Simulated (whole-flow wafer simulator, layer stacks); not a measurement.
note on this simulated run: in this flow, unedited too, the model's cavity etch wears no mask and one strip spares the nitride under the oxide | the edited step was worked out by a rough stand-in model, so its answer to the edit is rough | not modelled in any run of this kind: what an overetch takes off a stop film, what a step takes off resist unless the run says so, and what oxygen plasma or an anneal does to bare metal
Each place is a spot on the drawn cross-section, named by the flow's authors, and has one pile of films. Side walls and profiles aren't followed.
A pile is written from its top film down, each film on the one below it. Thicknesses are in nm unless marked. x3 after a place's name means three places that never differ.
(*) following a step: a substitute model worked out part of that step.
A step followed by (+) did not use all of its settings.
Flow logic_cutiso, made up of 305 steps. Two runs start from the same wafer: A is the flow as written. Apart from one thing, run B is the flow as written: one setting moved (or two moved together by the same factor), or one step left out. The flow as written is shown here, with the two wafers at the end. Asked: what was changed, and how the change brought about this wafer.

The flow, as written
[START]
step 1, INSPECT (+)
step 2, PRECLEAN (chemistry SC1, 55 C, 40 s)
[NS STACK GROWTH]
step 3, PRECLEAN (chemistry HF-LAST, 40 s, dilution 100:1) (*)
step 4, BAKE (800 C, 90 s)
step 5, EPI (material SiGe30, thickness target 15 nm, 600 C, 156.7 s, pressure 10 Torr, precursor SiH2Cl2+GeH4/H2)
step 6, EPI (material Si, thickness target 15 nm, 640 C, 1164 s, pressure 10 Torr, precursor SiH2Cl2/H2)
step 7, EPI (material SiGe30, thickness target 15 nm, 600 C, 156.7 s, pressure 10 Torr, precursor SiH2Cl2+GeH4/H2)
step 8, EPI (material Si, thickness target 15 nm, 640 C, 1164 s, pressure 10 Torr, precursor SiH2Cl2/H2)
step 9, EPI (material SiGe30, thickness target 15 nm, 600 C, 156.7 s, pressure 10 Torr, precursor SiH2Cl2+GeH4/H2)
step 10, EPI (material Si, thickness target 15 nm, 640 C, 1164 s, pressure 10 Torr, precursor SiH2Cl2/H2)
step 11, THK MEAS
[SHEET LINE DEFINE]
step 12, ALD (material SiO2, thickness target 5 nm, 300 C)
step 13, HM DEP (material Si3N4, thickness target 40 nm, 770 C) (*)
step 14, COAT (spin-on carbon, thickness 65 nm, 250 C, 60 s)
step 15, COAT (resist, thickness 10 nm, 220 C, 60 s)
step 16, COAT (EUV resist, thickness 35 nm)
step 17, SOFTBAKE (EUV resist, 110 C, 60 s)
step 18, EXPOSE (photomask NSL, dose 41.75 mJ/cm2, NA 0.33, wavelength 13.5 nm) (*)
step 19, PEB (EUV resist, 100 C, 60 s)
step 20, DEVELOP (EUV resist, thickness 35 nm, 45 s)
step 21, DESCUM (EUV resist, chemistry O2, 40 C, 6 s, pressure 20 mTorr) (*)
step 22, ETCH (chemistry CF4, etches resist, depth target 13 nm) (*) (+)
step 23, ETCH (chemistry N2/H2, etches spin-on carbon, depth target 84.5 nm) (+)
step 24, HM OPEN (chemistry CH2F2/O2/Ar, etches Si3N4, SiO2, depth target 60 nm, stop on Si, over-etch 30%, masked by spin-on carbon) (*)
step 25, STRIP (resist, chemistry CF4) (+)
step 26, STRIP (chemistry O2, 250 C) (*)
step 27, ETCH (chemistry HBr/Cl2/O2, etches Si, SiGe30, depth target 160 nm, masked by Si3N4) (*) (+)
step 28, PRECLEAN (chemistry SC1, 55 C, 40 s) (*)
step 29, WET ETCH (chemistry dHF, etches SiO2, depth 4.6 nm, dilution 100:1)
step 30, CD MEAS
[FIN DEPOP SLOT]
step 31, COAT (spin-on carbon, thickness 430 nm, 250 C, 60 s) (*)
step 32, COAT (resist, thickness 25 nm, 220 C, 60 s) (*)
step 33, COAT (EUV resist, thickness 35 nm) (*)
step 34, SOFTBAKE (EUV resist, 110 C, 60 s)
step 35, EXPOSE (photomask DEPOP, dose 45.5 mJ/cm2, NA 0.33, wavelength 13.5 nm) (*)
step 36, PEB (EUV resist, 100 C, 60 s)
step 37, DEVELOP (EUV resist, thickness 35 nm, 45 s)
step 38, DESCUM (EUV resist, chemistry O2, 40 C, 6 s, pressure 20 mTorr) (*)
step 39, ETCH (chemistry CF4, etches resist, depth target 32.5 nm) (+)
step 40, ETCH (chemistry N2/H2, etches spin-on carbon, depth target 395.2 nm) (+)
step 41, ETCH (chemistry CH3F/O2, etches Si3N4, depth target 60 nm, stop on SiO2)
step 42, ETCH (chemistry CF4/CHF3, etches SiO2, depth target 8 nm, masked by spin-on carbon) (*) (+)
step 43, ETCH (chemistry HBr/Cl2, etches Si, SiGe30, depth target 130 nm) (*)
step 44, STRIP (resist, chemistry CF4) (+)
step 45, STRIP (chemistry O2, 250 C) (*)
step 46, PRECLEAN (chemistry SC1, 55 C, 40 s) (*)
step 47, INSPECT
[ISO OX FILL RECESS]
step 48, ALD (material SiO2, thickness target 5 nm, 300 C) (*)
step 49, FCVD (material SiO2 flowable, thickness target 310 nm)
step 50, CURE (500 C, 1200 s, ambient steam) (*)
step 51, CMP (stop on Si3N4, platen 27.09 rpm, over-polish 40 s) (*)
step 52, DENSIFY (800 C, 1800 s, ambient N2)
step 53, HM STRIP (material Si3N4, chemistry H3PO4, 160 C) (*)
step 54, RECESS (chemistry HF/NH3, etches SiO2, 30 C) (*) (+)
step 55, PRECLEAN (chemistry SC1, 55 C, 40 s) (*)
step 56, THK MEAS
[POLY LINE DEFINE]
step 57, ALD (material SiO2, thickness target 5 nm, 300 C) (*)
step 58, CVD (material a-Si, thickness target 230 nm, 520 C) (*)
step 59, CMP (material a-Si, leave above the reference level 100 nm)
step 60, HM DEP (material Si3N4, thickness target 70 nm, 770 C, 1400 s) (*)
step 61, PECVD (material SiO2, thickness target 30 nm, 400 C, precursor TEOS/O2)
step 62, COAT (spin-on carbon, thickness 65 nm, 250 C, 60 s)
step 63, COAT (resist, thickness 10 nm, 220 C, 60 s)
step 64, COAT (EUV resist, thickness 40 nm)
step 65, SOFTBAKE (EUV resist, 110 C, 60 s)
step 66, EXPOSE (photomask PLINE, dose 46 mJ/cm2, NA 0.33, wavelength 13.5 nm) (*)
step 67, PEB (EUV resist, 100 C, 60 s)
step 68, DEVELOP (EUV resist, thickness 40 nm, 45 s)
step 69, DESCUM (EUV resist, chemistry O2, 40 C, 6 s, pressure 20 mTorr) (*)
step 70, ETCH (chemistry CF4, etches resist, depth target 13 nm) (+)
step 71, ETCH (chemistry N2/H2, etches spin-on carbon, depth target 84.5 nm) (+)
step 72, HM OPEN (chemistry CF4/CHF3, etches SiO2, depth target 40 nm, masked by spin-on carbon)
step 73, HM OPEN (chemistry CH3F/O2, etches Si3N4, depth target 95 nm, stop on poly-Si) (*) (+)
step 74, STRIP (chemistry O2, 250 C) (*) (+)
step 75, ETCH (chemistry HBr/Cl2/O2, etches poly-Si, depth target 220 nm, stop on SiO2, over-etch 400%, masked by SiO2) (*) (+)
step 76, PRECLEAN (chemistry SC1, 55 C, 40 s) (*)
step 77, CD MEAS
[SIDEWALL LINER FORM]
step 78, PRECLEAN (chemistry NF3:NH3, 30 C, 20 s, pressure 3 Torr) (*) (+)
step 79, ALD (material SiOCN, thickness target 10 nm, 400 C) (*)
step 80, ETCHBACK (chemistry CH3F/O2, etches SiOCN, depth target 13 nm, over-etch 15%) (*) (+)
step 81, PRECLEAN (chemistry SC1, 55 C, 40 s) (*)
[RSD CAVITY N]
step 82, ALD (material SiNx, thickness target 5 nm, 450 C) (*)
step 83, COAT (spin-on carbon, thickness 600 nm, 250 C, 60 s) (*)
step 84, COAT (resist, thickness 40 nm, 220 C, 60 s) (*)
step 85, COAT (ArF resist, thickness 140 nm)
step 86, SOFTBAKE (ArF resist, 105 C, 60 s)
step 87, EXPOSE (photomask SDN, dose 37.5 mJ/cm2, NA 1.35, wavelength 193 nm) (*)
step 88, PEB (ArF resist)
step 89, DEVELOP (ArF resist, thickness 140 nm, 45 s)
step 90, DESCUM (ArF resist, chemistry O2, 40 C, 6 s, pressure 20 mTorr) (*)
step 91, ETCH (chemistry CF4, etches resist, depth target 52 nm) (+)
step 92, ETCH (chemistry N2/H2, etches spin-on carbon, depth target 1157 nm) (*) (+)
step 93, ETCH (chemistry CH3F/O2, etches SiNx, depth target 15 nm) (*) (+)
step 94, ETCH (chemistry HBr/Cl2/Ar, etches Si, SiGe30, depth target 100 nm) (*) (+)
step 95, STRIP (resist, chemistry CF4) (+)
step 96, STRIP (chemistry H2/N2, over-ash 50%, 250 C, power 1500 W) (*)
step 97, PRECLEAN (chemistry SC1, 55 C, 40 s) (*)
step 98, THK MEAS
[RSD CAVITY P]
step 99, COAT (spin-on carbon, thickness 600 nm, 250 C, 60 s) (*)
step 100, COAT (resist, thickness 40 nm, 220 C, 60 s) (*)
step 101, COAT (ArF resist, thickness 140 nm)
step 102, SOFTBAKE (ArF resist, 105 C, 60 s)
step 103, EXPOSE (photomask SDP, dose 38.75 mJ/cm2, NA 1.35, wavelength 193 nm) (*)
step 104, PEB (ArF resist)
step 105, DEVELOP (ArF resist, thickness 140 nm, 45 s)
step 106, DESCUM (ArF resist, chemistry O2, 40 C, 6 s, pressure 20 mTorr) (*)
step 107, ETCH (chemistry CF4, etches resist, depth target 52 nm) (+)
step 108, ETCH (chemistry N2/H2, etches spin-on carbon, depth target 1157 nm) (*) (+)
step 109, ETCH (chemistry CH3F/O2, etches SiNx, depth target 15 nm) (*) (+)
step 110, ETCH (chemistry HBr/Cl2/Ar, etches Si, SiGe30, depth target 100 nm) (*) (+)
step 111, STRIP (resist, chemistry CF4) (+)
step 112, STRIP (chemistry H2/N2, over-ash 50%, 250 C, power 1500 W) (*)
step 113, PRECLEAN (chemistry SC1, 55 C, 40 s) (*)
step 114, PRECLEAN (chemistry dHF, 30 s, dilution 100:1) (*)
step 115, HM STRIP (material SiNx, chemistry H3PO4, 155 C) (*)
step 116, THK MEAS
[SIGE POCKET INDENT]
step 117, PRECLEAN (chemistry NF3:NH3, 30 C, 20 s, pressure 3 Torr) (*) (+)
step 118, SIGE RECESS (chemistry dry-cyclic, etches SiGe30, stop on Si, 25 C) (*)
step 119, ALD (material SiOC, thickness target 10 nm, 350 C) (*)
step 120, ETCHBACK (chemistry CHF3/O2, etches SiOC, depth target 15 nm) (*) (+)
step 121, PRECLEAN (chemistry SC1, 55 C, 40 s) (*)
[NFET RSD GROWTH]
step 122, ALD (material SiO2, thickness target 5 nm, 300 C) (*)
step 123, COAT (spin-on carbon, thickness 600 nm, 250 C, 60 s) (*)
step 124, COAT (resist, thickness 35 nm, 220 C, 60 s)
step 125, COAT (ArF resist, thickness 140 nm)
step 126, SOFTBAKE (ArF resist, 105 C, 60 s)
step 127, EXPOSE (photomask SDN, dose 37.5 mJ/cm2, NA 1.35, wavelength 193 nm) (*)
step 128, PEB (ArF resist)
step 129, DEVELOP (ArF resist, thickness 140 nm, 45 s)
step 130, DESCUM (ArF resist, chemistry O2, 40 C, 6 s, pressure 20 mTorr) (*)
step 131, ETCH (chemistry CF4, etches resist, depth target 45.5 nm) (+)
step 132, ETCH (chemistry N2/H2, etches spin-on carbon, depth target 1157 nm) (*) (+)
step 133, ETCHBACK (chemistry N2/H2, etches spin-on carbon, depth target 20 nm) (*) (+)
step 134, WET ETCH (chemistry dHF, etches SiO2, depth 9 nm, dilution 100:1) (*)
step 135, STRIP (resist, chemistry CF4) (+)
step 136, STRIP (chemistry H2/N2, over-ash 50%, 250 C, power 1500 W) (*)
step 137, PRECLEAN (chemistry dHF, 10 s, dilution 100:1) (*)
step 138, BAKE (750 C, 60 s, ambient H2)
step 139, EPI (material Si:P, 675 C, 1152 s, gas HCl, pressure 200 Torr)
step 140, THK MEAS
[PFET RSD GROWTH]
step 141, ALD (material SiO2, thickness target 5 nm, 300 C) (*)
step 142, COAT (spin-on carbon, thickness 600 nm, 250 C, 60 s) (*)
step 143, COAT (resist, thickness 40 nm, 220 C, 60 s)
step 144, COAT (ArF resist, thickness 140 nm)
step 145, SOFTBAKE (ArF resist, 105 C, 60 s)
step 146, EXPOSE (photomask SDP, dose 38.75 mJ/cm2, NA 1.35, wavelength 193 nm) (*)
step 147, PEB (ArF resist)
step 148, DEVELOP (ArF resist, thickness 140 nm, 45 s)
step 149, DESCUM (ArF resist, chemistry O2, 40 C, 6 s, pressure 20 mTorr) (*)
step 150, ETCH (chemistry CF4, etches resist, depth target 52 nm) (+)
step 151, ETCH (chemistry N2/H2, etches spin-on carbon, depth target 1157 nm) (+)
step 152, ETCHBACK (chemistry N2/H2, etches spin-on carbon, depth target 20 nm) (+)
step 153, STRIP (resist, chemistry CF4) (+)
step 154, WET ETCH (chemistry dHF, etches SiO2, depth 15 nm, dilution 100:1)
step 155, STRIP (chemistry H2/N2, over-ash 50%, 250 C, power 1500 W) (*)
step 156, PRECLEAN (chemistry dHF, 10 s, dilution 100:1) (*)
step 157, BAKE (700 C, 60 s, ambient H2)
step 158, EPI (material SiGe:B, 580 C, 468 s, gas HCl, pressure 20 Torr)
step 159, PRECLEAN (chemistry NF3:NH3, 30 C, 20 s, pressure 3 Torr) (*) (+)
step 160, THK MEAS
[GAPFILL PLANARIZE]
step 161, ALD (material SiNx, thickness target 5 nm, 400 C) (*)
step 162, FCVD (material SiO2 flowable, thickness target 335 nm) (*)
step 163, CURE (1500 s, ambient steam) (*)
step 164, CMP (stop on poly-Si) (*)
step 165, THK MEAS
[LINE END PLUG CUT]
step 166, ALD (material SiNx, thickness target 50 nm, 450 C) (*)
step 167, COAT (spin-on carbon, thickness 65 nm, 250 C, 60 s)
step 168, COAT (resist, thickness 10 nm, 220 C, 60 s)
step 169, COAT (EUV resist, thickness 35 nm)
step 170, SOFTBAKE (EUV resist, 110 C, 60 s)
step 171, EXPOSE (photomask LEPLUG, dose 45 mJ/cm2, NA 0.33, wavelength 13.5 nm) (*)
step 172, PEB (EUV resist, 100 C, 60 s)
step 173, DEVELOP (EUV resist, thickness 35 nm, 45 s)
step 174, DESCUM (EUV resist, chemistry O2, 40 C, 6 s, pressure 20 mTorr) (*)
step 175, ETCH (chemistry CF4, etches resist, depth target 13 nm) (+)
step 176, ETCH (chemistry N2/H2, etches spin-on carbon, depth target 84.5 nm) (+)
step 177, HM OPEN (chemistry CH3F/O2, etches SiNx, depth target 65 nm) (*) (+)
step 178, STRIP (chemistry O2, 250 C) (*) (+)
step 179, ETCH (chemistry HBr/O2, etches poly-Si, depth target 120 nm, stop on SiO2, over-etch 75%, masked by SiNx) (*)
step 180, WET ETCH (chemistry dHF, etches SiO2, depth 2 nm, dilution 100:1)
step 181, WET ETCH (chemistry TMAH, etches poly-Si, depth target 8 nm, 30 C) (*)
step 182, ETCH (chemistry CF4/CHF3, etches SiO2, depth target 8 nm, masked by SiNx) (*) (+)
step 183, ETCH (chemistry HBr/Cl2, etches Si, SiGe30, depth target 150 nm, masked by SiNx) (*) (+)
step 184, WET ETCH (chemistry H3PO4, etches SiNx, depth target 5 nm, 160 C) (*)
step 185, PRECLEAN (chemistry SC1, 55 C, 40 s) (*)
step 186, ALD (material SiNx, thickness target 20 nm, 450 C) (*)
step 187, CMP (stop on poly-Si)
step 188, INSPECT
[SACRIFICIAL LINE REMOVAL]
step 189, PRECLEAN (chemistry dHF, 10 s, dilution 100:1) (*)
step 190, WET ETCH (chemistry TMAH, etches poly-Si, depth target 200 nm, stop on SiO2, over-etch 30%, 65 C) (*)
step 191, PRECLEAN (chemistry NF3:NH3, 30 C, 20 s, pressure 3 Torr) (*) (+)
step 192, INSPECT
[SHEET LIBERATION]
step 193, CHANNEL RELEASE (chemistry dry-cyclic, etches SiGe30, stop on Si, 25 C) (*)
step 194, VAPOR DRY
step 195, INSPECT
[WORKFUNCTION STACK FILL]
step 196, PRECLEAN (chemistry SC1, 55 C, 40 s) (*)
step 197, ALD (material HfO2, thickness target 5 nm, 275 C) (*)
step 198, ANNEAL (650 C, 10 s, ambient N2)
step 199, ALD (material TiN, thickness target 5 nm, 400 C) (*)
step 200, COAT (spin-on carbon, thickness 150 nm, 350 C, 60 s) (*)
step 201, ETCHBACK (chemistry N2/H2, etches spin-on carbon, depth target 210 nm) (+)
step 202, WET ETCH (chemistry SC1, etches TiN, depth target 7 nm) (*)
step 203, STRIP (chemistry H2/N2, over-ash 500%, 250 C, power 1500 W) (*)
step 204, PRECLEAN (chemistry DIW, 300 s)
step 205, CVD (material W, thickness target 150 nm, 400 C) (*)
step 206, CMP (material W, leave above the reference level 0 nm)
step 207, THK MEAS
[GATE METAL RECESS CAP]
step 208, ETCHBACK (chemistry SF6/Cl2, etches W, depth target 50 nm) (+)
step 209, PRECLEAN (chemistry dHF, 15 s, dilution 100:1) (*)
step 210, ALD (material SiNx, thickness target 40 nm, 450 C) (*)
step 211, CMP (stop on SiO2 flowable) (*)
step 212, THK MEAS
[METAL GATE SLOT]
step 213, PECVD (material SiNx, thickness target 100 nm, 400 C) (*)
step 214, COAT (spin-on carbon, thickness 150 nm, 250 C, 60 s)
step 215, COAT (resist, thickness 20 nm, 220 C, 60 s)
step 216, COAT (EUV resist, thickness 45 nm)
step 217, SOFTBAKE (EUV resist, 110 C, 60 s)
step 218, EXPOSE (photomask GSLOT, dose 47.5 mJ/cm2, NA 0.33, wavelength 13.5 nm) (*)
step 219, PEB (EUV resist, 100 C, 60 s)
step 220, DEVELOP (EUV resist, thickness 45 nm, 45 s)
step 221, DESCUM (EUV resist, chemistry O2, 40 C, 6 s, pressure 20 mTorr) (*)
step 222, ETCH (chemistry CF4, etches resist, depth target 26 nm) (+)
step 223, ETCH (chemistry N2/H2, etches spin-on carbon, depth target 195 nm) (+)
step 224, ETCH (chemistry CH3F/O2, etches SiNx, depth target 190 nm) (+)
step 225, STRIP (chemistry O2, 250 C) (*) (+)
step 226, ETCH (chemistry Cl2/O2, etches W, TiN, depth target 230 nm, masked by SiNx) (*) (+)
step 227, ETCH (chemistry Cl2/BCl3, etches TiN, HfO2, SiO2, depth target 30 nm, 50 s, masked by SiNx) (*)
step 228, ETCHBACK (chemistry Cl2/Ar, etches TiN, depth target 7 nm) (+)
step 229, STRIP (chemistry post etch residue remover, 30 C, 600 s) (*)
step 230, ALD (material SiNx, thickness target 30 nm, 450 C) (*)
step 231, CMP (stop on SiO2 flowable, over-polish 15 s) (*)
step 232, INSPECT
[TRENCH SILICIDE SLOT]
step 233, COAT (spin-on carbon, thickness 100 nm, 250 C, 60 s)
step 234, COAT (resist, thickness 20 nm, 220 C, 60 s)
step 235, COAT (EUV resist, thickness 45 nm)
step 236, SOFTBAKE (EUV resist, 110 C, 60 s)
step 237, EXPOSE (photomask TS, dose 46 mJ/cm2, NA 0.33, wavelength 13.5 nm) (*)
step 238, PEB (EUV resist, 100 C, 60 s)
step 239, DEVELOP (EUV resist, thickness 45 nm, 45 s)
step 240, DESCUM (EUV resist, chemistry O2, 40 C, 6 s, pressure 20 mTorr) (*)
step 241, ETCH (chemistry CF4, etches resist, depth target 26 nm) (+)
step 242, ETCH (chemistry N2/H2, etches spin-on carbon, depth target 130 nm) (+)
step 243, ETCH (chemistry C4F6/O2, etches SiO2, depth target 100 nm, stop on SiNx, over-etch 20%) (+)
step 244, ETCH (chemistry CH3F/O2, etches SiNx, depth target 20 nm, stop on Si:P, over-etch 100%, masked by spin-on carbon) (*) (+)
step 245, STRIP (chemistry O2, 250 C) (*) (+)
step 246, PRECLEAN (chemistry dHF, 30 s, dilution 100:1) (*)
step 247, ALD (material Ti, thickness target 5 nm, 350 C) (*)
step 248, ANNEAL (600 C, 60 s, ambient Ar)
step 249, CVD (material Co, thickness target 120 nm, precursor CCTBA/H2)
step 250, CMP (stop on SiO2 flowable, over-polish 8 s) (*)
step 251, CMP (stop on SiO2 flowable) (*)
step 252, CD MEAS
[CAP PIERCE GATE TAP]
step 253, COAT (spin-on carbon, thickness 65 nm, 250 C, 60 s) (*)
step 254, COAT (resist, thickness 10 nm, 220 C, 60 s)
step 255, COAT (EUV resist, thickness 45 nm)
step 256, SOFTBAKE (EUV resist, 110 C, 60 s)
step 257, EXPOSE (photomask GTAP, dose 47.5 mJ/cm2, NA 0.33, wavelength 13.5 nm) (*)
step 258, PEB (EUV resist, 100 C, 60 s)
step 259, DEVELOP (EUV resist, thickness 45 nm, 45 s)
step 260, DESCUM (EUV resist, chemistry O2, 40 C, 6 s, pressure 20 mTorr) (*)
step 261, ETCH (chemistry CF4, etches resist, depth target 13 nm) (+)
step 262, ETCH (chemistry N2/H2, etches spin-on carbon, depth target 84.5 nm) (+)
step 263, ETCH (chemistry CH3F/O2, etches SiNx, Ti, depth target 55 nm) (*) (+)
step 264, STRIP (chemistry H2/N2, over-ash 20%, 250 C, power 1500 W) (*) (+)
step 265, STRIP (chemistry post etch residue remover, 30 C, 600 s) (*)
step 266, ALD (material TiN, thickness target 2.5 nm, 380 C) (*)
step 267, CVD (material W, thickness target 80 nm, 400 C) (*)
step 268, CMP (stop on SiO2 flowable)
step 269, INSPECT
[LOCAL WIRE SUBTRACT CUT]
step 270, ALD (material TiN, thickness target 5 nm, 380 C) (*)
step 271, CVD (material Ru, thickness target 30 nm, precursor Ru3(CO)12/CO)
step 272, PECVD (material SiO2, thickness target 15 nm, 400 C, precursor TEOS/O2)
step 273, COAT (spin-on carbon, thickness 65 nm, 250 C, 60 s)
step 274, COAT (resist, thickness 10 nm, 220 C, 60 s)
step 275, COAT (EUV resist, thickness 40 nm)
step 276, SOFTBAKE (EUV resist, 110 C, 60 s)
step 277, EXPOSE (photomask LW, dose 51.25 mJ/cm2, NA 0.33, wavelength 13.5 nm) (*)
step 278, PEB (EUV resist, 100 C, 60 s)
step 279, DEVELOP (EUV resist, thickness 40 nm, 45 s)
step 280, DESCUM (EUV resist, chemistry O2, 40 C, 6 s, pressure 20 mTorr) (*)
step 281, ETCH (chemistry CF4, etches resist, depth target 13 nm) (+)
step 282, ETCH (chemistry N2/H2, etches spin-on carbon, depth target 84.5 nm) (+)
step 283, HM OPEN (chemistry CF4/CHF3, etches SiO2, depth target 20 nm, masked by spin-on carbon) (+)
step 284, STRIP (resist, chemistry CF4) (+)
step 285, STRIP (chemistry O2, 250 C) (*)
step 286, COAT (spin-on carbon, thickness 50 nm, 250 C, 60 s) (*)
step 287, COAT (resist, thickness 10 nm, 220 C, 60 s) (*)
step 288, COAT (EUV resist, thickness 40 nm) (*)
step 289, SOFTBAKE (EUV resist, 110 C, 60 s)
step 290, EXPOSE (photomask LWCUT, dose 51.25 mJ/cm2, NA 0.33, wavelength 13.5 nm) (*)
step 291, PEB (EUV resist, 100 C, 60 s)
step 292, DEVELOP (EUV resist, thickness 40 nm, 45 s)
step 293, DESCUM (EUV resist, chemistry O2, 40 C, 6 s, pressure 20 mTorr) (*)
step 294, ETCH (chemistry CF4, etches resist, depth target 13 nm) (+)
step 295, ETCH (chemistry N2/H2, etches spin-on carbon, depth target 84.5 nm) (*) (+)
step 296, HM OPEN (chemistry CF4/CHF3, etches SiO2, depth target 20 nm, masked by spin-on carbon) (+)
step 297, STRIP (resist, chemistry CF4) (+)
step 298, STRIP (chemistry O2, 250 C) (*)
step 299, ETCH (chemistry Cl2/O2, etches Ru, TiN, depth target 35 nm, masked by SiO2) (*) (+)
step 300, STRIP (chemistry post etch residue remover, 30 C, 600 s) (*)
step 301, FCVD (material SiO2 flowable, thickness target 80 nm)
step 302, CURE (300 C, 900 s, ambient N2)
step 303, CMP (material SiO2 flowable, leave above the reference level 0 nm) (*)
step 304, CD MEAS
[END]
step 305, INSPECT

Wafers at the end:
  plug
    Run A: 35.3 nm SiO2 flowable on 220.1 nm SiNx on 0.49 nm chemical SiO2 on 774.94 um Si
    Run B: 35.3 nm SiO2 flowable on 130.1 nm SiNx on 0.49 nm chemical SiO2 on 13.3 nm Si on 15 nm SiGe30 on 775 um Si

Cause: step 183, ETCH: depth target 60 nm was run, whereas the flow has depth target 150 nm.

Step by step, how the change led to this:
  step 183, ETCH (chemistry HBr/Cl2, etches Si, SiGe30, depth target 150 nm, masked by SiNx) (*) (+)
      plug: A -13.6 Si (all of it), -15 SiGe30 (all of it), -15 Si (all of it), -15 SiGe30 (all of it), -15 Si (all of it), -15 SiGe30 (all of it), -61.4 Si | B under 1 film: -15 SiGe30 (all of it), -15 Si (all of it), -15 SiGe30 (all of it), -15 Si (all of it)
      depop, dpovl, gfld and 18 more: A -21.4 SiNx | B -8.57 SiNx
  step 186, ALD (material SiNx, thickness target 20 nm, 450 C) (*)
      plug: A +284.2 SiNx (new film) | B +207 SiNx (new film)
  step 187, CMP (stop on poly-Si)
      depop, dpovl, gfld and 18 more: A -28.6 SiNx (all of it) | B -41.4 SiNx (all of it)
      plug: A -28.6 SiNx | B -41.4 SiNx
